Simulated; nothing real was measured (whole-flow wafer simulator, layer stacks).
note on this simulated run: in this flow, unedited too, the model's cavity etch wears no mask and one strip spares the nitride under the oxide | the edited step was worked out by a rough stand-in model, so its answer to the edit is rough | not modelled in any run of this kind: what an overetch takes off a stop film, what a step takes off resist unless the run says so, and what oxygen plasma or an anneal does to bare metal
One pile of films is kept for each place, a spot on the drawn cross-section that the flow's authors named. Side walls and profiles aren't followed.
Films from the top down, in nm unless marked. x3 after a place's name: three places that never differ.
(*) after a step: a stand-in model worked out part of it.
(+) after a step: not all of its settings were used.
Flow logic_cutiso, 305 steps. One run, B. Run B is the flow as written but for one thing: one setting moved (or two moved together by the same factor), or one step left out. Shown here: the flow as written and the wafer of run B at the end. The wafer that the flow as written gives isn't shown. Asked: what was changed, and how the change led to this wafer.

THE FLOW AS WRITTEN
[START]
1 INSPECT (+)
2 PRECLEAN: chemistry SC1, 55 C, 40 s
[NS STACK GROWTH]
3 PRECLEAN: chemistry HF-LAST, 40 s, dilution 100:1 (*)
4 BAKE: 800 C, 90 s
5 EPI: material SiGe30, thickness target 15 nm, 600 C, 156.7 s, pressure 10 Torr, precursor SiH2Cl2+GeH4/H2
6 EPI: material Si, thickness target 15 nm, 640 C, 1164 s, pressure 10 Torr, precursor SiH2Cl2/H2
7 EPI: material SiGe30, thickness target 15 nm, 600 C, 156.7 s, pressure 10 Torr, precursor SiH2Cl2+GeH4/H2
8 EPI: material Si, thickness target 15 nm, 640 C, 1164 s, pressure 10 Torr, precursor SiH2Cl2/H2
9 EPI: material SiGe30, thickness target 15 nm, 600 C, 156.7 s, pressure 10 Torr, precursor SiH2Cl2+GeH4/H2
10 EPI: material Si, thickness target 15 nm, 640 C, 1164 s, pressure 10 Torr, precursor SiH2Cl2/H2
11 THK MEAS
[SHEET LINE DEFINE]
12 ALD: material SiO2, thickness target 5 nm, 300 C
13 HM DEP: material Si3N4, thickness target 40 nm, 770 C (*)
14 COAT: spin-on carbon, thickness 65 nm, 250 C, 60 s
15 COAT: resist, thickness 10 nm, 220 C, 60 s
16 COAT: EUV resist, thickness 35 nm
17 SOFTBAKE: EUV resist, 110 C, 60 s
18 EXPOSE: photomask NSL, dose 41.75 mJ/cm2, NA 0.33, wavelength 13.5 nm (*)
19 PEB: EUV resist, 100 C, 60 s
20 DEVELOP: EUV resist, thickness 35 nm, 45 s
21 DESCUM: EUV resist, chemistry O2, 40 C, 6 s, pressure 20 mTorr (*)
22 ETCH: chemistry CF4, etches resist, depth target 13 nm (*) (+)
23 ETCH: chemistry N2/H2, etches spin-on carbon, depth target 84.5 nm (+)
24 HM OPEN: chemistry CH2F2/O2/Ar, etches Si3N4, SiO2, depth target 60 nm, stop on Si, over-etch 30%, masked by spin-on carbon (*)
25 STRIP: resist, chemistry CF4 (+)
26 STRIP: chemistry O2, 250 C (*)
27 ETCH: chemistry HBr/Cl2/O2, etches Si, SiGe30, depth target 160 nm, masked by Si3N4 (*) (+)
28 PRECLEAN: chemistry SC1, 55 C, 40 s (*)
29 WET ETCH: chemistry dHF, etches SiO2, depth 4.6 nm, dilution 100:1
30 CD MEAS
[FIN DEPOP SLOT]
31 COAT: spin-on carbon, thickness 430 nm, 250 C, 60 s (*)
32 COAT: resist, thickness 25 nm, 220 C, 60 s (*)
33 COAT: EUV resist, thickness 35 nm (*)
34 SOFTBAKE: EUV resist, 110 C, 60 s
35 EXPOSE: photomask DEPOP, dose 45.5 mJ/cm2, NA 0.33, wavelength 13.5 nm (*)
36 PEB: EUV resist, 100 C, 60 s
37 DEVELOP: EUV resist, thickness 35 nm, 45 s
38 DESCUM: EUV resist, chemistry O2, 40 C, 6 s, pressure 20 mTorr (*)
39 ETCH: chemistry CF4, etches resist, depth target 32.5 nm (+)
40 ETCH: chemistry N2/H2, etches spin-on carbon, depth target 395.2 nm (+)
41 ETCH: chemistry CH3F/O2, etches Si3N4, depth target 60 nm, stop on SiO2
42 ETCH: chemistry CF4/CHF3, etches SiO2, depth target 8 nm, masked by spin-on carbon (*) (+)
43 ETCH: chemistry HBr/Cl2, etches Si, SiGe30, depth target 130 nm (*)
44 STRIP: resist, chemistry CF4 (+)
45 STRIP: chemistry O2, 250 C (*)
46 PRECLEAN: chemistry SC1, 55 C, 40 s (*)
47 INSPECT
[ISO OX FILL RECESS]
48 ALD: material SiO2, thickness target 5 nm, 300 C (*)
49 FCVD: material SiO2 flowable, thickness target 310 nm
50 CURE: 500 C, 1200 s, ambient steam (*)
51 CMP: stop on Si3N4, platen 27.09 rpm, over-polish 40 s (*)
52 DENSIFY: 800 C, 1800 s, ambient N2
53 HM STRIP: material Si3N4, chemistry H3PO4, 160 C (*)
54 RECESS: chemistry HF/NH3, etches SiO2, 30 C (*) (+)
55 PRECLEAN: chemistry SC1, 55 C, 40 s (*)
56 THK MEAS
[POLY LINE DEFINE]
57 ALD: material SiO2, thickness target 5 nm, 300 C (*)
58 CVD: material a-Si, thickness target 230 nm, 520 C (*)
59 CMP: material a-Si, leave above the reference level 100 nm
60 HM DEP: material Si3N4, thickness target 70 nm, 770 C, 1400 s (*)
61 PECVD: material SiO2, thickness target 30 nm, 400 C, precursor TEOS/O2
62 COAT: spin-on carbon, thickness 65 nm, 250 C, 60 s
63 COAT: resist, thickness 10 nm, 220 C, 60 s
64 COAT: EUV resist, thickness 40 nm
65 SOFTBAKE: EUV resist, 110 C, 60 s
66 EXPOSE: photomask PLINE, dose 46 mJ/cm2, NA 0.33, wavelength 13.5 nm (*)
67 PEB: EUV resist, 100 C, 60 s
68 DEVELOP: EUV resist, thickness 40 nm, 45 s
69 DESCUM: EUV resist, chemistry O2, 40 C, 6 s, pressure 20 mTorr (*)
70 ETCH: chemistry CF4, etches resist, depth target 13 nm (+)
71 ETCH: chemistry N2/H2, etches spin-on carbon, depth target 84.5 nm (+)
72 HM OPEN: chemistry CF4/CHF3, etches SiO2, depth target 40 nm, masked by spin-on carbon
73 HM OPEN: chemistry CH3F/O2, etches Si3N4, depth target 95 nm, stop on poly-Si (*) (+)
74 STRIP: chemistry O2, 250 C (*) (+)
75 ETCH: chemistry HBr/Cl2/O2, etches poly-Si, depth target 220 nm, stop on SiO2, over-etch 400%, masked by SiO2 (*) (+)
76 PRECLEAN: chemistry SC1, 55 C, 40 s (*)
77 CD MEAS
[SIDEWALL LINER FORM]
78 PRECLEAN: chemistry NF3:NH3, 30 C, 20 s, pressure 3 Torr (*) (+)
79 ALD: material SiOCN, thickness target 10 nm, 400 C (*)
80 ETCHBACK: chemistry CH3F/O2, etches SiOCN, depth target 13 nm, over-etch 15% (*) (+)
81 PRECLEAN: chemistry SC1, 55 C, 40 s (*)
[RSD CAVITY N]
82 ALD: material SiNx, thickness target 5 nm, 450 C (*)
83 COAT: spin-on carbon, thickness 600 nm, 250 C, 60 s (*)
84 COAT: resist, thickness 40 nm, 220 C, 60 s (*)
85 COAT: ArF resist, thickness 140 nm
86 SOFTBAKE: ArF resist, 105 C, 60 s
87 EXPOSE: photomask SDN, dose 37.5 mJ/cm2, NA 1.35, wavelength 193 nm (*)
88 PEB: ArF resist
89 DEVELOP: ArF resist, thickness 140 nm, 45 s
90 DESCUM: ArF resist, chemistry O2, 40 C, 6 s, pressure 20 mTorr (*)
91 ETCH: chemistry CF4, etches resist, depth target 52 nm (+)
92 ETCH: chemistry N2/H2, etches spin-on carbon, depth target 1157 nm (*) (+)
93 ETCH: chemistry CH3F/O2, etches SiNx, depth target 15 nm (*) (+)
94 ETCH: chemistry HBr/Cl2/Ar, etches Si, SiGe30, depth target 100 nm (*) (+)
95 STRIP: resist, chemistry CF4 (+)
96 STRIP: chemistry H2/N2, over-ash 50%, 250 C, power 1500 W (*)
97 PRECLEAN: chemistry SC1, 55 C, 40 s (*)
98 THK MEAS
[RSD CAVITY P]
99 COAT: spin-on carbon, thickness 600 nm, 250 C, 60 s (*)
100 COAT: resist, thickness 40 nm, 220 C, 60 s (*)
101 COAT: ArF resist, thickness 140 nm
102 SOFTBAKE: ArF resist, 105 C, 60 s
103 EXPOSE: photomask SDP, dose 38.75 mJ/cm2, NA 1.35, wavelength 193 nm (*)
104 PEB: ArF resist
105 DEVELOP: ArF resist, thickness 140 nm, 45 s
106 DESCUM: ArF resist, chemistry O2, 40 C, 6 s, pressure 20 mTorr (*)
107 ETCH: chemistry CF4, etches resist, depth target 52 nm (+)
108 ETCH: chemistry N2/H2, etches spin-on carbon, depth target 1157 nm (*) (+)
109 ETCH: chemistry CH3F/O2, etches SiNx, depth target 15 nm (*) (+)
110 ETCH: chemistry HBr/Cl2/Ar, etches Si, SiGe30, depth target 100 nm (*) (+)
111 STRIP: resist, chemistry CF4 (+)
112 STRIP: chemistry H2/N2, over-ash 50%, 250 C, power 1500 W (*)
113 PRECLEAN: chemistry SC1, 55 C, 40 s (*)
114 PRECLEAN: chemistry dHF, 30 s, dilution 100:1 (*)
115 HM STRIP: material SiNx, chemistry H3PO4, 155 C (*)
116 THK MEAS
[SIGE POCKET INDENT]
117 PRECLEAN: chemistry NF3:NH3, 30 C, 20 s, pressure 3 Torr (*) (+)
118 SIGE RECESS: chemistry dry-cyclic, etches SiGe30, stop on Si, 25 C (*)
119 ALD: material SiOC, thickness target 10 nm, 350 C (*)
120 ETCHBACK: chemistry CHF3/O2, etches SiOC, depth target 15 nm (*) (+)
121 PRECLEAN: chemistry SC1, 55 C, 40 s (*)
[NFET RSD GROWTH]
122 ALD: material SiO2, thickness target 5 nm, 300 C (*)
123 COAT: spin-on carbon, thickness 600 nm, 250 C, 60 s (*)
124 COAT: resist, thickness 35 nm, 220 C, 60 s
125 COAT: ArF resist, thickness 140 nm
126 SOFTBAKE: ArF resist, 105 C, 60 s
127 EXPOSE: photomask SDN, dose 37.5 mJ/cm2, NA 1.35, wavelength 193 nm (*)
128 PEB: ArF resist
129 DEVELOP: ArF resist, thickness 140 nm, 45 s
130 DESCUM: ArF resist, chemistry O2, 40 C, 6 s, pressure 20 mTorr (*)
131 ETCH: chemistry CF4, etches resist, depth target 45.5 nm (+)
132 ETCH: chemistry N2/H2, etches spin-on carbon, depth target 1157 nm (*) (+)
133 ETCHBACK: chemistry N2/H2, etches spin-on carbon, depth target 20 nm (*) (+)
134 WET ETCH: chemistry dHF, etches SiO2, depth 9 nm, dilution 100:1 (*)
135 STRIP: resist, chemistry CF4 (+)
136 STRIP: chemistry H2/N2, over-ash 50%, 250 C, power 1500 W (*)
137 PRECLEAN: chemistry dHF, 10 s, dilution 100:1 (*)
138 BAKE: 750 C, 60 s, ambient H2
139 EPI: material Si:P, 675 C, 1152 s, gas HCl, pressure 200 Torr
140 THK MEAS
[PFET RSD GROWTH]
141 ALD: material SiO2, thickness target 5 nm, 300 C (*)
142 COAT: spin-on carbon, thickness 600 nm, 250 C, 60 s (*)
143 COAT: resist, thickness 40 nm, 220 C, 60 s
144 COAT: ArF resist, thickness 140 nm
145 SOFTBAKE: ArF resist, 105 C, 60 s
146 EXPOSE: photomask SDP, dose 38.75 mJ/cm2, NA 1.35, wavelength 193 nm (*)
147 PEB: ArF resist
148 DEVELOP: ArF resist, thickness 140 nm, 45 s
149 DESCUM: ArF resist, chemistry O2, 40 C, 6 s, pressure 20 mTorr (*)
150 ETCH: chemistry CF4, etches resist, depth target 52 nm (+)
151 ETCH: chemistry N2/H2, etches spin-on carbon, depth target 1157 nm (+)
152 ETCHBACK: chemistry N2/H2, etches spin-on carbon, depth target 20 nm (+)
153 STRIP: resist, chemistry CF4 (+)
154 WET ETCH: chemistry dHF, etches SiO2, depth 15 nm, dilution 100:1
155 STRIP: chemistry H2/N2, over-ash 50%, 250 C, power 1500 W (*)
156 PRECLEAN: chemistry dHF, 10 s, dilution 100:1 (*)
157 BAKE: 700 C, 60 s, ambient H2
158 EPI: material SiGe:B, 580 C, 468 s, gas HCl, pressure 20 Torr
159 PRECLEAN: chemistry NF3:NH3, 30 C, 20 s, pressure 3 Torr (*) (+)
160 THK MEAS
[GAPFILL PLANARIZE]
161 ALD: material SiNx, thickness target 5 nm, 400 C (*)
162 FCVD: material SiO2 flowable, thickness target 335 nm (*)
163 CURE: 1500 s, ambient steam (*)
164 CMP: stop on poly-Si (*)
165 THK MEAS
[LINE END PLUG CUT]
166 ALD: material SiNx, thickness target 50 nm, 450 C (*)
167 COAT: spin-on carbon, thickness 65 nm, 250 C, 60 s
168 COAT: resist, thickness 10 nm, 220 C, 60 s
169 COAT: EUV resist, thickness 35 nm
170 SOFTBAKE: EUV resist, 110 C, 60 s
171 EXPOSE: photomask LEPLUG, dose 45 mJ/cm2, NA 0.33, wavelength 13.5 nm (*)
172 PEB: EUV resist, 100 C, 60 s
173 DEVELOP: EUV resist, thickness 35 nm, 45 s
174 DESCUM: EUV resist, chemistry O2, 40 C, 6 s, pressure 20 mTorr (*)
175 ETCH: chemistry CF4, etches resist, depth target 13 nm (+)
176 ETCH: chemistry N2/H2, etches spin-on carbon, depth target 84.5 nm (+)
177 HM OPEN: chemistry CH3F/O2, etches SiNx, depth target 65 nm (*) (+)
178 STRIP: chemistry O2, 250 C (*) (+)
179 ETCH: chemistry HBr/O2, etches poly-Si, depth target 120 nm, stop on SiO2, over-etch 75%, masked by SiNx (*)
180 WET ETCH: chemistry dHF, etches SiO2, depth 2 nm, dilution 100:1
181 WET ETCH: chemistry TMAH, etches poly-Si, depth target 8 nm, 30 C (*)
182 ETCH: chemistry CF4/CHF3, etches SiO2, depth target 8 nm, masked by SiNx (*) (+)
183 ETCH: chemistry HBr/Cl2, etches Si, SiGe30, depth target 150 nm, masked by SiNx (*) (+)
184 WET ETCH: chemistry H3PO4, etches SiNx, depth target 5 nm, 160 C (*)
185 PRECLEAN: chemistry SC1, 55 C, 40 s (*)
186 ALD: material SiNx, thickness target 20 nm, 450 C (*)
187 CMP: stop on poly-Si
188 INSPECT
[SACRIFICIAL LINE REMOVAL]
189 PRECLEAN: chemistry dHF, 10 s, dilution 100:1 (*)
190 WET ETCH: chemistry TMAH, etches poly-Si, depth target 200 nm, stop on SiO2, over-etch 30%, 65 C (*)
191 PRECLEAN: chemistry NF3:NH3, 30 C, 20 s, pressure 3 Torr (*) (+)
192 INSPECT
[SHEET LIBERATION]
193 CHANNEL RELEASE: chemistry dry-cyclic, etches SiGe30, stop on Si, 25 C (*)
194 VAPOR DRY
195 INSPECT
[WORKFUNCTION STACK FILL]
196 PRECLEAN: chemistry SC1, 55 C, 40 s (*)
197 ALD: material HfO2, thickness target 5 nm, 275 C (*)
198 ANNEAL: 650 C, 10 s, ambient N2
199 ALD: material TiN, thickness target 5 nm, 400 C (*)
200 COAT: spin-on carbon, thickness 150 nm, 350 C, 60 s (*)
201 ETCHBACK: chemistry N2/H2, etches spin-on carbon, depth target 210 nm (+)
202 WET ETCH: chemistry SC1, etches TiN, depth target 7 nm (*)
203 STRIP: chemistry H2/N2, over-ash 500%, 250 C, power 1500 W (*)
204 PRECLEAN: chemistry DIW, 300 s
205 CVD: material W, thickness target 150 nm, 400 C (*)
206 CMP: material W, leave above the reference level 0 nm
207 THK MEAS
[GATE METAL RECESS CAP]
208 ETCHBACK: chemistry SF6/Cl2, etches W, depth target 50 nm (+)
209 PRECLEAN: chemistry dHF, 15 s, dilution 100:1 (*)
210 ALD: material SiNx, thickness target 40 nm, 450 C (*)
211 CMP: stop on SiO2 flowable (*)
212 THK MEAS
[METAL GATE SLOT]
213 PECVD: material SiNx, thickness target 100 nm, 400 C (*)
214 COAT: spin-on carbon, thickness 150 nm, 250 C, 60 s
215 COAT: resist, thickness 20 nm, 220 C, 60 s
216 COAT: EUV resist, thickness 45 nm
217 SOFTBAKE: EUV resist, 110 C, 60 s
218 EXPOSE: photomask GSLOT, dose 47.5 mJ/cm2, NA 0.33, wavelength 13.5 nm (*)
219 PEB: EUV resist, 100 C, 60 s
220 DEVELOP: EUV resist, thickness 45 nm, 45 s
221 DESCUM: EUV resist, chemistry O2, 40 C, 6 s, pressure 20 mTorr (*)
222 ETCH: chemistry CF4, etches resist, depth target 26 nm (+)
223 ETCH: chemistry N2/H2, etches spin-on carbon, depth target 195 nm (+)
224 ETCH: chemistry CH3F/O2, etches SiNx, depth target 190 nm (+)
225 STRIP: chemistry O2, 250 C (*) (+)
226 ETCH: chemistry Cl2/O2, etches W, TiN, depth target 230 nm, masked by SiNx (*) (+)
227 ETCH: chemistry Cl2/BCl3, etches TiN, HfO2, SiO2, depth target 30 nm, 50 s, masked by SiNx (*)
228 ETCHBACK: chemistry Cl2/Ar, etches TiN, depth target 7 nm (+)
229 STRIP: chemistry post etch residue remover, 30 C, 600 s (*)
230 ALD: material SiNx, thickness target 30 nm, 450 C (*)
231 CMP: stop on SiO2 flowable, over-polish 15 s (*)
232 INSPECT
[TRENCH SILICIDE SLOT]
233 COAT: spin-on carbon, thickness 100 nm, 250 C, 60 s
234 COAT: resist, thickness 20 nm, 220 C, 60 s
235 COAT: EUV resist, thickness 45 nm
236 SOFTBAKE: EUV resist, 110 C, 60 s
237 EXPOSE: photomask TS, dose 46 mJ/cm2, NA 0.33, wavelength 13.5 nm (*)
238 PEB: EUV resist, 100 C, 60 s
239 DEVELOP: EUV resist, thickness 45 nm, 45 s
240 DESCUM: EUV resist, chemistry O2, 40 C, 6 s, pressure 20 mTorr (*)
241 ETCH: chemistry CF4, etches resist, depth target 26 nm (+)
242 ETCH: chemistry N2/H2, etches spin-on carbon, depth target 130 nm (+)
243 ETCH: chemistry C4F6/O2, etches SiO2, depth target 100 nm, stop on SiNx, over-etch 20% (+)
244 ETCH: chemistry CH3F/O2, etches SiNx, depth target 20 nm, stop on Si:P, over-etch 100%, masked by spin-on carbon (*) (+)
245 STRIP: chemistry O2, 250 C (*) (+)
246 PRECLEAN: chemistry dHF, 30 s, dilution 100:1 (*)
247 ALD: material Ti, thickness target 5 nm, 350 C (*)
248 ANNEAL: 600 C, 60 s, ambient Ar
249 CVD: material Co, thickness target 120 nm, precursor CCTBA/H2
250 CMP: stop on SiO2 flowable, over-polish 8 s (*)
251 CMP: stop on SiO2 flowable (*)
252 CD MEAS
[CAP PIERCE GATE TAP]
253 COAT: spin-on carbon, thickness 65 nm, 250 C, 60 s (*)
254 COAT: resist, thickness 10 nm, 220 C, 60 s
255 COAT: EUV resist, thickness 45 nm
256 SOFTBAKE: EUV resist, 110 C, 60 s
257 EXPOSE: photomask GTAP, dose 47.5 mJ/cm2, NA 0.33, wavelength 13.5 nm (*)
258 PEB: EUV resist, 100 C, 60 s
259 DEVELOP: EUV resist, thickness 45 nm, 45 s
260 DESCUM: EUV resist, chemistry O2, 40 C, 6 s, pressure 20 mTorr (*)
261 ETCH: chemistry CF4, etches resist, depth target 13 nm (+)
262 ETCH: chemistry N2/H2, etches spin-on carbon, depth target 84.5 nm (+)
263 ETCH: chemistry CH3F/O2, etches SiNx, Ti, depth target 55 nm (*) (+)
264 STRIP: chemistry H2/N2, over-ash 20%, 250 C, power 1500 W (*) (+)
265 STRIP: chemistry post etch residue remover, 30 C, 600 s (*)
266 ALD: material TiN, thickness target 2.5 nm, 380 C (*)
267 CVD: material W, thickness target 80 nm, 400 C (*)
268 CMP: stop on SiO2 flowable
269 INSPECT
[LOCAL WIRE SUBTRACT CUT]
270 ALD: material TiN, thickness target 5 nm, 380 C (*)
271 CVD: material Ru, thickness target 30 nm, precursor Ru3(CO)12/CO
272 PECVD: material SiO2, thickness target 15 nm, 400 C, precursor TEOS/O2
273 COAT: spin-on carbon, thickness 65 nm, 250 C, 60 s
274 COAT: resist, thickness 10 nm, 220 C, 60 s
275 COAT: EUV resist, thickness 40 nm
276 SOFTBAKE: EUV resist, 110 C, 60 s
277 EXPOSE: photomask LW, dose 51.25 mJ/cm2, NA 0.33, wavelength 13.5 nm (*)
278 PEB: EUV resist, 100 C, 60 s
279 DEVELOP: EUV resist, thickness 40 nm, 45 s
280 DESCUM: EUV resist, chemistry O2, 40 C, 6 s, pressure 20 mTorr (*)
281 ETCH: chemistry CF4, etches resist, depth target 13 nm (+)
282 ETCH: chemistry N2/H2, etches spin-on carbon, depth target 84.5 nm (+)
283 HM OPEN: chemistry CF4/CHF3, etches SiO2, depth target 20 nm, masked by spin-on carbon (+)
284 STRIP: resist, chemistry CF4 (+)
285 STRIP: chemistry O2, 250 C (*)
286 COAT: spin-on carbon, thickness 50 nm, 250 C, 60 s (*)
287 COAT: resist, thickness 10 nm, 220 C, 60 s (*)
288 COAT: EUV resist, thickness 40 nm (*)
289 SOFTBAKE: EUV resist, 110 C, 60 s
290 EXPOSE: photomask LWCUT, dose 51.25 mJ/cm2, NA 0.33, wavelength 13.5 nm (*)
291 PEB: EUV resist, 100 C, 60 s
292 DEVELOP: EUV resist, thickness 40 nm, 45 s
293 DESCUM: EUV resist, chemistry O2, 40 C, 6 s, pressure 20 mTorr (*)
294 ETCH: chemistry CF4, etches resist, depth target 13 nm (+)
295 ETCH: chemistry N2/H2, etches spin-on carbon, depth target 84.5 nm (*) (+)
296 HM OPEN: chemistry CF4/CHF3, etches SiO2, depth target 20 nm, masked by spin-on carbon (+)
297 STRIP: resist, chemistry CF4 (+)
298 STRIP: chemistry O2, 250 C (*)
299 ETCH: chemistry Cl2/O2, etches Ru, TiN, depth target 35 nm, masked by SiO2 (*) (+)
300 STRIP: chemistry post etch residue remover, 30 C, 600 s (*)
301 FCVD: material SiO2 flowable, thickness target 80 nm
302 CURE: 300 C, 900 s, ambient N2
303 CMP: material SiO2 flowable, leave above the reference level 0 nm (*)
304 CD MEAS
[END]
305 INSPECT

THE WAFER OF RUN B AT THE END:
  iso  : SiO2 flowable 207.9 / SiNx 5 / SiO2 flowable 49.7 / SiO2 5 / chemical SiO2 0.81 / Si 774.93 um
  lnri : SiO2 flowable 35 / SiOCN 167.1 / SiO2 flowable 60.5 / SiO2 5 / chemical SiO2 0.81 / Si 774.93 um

The cause: step 120, ETCHBACK: depth target 17.2 nm was run, where the flow has depth target 15 nm.

How the change led to this, step by step:
  120 ETCHBACK: chemistry CHF3/O2, etches SiOC, depth target 15 nm (*) (+)
      gxn: SiOC -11 (all of it), SiO2 -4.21 (all of it), Si3N4 -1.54 (as written it would be: SiOC -11 (all of it), SiO2 -4.21 (all of it))
      gxp: SiOC -11 (all of it), SiO2 -4.25 (all of it), Si3N4 -1.53 (as written it would be: SiOC -11 (all of it), SiO2 -4.25 (all of it))
      (and at 16 more places)
  164 CMP: stop on poly-Si (*)
      depop, dpovl, isow, ns, nsgap: SiO2 flowable -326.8 (all of it), SiNx -5 (all of it), SiO2 -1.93 (all of it), Si3N4 -70 (all of it) (as written it would be: SiO2 flowable -326.8 (all of it), SiNx -5 (all of it), SiO2 -4.13 (all of it), Si3N4 -70 (all of it))
      gfld, gxf: SiO2 flowable -253.2 (all of it), SiNx -5 (all of it), SiO2 -1.93 (all of it), Si3N4 -70 (all of it) (as written it would be: SiO2 flowable -251.9 (all of it), SiNx -5 (all of it), SiO2 -4.13 (all of it), Si3N4 -70 (all of it))
      (and at 6 more places)
